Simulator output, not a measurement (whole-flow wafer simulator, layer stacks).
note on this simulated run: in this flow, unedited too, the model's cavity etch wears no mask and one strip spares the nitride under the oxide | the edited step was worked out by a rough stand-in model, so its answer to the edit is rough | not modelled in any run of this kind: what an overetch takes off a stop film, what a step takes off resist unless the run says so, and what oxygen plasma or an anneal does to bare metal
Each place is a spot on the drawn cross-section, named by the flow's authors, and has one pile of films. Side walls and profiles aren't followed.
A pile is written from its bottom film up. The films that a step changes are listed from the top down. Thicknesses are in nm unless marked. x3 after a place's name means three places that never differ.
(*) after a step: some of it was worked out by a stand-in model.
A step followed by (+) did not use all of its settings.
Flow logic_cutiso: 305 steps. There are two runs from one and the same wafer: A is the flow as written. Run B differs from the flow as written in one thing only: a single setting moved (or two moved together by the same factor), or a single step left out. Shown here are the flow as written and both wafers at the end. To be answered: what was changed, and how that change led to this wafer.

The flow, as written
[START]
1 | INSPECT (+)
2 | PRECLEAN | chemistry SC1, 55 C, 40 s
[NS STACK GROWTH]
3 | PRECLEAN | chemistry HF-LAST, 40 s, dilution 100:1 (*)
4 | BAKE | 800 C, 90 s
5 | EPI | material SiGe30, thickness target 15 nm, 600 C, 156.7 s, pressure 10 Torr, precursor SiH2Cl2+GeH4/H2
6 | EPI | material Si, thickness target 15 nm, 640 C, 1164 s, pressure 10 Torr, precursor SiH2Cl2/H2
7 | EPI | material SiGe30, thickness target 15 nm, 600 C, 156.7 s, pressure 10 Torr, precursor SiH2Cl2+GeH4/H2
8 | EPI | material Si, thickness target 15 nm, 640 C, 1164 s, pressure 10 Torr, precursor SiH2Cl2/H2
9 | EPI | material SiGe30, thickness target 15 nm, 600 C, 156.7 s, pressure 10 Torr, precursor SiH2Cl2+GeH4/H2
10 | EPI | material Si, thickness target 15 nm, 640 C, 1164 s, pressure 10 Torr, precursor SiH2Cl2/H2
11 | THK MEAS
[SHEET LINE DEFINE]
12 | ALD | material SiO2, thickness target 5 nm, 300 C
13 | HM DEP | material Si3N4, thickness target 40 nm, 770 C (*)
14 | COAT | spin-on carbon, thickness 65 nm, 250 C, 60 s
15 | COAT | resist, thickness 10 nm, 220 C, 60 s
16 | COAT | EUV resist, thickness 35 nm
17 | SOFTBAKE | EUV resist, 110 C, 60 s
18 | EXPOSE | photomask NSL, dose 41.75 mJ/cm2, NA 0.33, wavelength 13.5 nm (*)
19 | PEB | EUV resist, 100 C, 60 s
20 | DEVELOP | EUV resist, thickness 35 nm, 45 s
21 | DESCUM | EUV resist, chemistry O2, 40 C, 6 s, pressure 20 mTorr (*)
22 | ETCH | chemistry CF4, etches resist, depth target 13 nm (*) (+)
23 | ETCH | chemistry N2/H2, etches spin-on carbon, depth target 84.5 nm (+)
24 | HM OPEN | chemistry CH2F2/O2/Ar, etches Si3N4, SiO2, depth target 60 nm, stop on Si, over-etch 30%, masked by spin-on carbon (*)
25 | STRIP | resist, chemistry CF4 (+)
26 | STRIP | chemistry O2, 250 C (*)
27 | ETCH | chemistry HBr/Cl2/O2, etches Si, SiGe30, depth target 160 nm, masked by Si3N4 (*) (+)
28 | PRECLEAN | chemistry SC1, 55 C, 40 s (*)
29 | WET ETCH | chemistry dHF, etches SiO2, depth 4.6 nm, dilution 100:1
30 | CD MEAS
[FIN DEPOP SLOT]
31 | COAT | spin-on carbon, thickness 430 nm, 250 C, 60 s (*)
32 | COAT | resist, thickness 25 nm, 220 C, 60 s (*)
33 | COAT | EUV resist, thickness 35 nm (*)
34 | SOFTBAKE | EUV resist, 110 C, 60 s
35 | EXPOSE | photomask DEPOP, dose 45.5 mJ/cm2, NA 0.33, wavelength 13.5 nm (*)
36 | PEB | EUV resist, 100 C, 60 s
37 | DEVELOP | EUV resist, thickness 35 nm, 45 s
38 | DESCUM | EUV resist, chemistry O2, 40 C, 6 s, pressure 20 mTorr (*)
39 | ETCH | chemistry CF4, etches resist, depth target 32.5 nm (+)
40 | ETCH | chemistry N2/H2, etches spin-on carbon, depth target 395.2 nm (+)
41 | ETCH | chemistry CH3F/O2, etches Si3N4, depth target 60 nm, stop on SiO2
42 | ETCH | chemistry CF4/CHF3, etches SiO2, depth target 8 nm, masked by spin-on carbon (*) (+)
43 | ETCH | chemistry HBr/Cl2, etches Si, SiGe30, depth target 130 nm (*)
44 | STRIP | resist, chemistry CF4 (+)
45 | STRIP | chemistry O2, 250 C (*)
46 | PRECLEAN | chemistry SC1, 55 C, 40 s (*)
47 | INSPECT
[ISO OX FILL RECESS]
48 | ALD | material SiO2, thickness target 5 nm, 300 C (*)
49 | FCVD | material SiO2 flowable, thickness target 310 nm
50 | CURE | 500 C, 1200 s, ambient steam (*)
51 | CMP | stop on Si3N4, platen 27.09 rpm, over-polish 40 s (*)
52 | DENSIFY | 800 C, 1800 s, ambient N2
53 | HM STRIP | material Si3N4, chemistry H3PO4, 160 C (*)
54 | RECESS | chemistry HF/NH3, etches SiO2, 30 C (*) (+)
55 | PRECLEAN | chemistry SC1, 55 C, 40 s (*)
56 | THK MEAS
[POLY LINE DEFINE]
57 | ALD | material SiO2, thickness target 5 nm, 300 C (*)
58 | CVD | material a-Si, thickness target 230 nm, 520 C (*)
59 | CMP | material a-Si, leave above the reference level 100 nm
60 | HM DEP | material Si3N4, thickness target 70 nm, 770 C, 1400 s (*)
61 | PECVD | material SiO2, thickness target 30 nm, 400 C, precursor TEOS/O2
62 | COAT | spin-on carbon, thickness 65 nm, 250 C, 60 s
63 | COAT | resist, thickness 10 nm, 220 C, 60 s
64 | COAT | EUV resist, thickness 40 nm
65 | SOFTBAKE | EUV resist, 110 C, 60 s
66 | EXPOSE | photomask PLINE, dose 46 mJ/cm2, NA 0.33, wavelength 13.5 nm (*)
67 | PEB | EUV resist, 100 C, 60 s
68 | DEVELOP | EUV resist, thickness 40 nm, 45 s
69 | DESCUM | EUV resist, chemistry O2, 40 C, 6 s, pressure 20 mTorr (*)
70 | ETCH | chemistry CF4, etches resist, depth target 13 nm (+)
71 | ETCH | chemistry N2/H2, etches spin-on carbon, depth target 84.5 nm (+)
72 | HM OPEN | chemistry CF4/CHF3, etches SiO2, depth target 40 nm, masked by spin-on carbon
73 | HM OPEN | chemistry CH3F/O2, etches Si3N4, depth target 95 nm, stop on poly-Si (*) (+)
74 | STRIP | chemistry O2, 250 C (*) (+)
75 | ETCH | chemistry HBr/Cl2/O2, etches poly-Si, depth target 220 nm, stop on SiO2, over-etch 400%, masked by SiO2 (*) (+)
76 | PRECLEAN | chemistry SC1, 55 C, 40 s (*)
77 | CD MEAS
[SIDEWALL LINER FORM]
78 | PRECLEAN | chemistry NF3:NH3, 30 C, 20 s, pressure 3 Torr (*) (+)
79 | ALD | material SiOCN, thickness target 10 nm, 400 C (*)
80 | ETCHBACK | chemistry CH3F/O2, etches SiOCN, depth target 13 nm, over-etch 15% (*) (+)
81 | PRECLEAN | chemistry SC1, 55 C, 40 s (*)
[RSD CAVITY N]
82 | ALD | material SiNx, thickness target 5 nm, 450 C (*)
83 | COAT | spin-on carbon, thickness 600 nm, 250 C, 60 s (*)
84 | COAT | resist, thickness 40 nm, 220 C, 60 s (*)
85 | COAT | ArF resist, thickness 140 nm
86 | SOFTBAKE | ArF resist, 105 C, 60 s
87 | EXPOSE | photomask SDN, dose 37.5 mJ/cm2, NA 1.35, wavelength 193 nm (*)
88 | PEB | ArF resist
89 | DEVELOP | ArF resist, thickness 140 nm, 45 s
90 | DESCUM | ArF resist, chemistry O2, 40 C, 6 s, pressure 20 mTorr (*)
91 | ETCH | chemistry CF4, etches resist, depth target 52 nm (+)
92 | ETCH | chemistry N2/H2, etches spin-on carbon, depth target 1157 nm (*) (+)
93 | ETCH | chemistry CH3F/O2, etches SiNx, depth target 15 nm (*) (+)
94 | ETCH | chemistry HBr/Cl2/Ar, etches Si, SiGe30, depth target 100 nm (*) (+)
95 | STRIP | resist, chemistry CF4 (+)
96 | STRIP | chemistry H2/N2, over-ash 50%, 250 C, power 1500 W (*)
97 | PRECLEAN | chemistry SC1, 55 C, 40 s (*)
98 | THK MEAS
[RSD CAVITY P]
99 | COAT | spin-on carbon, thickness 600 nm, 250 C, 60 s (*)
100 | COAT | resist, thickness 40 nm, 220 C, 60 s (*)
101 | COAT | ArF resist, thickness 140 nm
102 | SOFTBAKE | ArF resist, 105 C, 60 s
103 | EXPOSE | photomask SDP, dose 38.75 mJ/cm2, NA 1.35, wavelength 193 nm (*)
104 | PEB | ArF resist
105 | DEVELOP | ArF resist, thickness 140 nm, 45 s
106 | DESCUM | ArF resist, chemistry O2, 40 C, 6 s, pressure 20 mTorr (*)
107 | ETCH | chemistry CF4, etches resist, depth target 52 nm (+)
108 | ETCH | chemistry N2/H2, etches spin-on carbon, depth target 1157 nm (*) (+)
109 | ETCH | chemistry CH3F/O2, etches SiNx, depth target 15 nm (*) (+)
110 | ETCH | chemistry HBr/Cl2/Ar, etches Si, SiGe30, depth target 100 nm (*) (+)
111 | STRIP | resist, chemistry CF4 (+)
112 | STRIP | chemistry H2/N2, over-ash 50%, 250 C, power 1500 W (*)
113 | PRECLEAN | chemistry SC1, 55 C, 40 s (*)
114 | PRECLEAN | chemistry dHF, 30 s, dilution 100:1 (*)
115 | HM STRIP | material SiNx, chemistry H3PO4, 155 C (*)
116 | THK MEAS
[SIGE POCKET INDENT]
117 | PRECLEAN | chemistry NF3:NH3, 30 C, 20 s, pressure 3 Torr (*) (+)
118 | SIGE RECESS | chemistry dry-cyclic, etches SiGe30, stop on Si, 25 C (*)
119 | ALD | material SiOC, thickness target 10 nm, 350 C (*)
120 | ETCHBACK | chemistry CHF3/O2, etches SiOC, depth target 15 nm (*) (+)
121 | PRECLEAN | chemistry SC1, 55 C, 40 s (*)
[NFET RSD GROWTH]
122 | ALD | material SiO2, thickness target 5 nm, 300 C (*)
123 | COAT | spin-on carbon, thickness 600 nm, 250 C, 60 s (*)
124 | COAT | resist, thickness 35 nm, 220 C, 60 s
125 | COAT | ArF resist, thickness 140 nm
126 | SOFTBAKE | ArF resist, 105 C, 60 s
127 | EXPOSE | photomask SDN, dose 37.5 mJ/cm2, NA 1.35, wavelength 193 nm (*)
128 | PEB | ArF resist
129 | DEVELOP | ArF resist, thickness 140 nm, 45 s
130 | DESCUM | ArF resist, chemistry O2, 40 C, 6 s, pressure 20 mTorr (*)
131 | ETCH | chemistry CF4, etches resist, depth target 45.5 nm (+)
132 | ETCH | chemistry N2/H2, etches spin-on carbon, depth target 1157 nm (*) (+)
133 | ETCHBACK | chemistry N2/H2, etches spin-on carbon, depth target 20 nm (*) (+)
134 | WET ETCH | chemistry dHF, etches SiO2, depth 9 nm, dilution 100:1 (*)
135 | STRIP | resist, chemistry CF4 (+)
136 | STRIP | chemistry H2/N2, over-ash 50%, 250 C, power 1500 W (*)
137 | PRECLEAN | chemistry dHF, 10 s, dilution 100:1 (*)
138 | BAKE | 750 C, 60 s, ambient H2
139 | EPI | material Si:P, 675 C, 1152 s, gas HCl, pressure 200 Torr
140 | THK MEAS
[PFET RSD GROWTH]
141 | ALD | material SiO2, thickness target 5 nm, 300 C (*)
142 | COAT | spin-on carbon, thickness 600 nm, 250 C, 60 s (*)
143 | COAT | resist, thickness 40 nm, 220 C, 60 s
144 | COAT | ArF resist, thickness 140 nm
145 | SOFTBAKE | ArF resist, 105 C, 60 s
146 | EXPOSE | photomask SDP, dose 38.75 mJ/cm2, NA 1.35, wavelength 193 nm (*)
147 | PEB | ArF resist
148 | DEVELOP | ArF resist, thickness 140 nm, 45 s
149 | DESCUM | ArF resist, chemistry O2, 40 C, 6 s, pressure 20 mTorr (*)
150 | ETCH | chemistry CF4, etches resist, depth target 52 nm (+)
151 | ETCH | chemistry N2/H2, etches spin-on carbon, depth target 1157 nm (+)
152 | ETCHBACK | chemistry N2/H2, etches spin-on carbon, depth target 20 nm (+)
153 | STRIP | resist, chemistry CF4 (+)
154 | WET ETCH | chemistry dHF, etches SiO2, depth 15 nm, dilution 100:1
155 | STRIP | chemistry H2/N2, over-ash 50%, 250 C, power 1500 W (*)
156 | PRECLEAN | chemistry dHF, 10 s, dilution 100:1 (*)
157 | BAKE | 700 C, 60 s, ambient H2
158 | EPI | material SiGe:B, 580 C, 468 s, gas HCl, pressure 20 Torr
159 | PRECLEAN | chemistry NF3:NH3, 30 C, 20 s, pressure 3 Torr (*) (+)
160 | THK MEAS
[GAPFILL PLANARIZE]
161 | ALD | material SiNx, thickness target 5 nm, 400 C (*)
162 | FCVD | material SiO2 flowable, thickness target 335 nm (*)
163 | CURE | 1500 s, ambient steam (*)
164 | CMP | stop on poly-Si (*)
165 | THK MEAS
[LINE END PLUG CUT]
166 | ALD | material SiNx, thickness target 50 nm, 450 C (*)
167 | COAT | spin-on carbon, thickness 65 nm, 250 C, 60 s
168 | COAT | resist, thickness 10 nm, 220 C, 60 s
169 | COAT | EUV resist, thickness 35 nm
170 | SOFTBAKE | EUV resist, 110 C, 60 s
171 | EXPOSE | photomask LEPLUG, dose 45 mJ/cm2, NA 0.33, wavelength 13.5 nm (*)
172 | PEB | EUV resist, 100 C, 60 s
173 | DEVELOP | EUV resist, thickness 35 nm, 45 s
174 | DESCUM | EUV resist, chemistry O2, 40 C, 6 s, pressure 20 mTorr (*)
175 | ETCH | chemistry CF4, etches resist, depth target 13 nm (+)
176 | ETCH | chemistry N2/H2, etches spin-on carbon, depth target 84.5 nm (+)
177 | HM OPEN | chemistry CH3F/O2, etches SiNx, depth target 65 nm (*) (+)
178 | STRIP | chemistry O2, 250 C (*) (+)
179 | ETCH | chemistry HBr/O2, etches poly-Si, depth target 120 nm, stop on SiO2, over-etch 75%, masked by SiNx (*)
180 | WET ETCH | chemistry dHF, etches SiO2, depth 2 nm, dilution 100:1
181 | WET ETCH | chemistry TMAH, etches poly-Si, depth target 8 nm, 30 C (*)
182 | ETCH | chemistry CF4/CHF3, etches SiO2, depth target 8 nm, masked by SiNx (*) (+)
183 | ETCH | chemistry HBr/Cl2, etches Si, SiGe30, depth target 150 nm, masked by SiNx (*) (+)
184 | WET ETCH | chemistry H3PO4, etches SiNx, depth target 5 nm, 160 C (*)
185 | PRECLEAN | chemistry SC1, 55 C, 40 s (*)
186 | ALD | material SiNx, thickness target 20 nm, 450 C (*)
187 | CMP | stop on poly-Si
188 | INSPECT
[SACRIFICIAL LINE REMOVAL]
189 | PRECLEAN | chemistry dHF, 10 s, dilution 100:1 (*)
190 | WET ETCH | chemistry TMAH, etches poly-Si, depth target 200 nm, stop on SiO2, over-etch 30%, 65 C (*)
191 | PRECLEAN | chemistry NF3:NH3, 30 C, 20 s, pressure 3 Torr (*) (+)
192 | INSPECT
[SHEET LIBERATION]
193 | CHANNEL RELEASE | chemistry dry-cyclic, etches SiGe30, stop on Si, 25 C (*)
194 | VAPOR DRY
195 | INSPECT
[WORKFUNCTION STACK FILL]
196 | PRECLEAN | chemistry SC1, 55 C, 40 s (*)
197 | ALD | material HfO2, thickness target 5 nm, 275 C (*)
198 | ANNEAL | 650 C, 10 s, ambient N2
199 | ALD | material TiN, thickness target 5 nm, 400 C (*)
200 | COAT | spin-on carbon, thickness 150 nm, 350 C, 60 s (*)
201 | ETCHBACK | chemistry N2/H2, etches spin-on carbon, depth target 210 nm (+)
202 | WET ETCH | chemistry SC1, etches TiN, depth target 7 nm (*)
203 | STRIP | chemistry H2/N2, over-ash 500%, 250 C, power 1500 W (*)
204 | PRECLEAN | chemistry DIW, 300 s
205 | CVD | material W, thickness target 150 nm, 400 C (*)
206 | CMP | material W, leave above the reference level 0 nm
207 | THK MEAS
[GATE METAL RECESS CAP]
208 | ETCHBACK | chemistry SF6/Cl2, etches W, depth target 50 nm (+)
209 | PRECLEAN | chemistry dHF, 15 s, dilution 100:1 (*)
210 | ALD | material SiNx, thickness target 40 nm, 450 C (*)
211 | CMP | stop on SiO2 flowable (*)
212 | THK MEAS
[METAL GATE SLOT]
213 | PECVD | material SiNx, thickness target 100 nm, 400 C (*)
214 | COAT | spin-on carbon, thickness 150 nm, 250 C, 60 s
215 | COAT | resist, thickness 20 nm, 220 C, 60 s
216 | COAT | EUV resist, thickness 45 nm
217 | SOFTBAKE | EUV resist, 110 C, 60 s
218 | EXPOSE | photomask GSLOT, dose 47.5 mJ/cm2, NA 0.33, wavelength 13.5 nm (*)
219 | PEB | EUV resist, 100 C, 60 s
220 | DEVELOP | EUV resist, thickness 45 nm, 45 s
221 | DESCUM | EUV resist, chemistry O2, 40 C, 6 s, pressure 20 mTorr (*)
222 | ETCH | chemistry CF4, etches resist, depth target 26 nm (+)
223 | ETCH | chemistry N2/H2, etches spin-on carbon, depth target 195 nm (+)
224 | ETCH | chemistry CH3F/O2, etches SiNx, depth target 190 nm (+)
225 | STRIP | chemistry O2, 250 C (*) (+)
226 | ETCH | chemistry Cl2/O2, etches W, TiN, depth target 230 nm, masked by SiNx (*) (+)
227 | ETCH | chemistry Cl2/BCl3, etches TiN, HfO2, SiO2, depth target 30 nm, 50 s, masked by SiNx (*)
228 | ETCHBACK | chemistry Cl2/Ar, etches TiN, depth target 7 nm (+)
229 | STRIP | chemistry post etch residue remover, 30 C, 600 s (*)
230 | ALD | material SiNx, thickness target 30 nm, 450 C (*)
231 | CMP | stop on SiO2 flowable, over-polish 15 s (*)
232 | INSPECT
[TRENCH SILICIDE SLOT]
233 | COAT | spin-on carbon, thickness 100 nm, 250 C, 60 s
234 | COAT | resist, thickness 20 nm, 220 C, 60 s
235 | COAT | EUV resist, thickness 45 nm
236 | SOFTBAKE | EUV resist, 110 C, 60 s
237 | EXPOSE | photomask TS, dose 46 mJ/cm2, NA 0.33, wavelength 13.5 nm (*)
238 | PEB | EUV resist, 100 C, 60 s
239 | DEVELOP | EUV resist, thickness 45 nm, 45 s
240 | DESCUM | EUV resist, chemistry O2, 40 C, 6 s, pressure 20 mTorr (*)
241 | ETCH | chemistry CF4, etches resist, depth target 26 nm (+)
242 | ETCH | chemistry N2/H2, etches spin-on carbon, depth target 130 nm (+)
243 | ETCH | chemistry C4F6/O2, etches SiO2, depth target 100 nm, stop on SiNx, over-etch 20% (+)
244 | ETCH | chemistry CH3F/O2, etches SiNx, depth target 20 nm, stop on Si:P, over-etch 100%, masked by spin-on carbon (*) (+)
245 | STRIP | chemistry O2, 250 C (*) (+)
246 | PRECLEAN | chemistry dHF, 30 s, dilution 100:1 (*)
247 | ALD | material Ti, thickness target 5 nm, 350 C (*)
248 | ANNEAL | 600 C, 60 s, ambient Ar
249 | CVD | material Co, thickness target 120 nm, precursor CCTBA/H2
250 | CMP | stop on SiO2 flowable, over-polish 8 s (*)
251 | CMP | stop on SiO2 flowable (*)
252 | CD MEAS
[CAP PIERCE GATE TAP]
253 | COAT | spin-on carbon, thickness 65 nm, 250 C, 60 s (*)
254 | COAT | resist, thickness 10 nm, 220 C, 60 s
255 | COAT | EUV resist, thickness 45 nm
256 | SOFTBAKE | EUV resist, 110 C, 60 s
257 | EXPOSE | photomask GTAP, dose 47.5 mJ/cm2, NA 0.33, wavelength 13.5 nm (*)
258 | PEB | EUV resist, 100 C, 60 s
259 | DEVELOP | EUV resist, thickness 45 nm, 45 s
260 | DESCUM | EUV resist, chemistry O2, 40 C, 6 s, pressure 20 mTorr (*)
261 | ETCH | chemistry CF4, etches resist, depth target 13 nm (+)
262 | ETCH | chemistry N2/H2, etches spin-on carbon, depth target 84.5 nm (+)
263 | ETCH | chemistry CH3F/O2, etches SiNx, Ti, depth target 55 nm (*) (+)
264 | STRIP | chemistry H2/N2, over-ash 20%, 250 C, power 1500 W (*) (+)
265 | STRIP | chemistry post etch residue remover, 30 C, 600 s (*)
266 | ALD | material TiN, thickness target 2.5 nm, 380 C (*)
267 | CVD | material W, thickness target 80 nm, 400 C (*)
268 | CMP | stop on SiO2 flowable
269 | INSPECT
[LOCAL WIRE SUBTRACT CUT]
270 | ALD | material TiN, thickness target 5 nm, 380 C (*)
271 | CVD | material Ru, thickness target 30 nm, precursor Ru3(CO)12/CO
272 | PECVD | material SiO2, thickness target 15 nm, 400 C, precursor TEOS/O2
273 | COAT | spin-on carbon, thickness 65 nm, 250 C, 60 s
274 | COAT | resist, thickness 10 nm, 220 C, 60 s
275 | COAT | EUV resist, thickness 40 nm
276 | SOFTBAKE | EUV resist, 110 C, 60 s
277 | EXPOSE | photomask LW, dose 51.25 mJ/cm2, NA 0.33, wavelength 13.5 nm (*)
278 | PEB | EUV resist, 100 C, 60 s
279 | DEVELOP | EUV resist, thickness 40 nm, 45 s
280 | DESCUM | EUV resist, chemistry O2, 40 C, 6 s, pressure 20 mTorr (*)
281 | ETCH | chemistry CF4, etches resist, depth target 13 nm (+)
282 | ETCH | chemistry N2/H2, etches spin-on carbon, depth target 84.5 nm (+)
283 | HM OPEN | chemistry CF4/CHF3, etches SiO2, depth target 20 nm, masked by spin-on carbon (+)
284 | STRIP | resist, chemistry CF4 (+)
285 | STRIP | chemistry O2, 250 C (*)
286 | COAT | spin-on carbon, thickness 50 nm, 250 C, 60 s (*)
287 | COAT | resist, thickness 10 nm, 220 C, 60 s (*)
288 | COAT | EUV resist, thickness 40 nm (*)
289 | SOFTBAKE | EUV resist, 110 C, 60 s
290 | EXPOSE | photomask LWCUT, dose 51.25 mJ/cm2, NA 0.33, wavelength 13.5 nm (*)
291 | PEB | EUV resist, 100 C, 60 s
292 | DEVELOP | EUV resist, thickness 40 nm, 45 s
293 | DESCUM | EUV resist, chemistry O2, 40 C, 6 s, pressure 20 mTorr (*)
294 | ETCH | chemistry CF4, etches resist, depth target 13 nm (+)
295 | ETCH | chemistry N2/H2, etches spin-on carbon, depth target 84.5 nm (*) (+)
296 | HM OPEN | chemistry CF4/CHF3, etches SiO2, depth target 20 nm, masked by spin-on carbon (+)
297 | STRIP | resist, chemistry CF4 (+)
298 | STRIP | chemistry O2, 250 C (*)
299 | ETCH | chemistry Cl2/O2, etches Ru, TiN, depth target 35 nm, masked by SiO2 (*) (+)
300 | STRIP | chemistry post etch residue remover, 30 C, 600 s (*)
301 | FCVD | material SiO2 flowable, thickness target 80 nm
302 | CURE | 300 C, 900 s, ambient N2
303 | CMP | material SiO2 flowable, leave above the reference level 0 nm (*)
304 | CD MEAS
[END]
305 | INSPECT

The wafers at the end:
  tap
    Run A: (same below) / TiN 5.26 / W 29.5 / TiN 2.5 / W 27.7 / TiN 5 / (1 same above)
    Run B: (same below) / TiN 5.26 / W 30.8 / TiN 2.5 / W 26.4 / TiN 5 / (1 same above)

What caused this: step 263, ETCH: depth target 30.2 nm was run, though the flow has depth target 55 nm.

How this came from the change, step by step:
  263 | ETCH | chemistry CH3F/O2, etches SiNx, Ti, depth target 55 nm (*) (+)
      glp, lnrp, lnrt, plug, rsdn, rsdp, rsdw: A resist loses 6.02 (all of it), spin-on carbon loses 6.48 | B resist loses 6.02 (all of it)
      depop, dpovl, gl, isow, ns, nsgap: A resist loses 6.03 (all of it), spin-on carbon loses 6.46 | B resist loses 6.03 (all of it)
      (as well as at 9 more places)
  264 | STRIP | chemistry H2/N2, over-ash 20%, 250 C, power 1500 W (*) (+)
      gfld, gl, glp and 11 more: A spin-on carbon loses 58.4 (all of it) | B spin-on carbon loses 64.9 (all of it)
      depop, dpovl, isow, ns, nsgap: A spin-on carbon loses 58.5 (all of it) | B spin-on carbon loses 65 (all of it)
      (as well as at 2 more places)
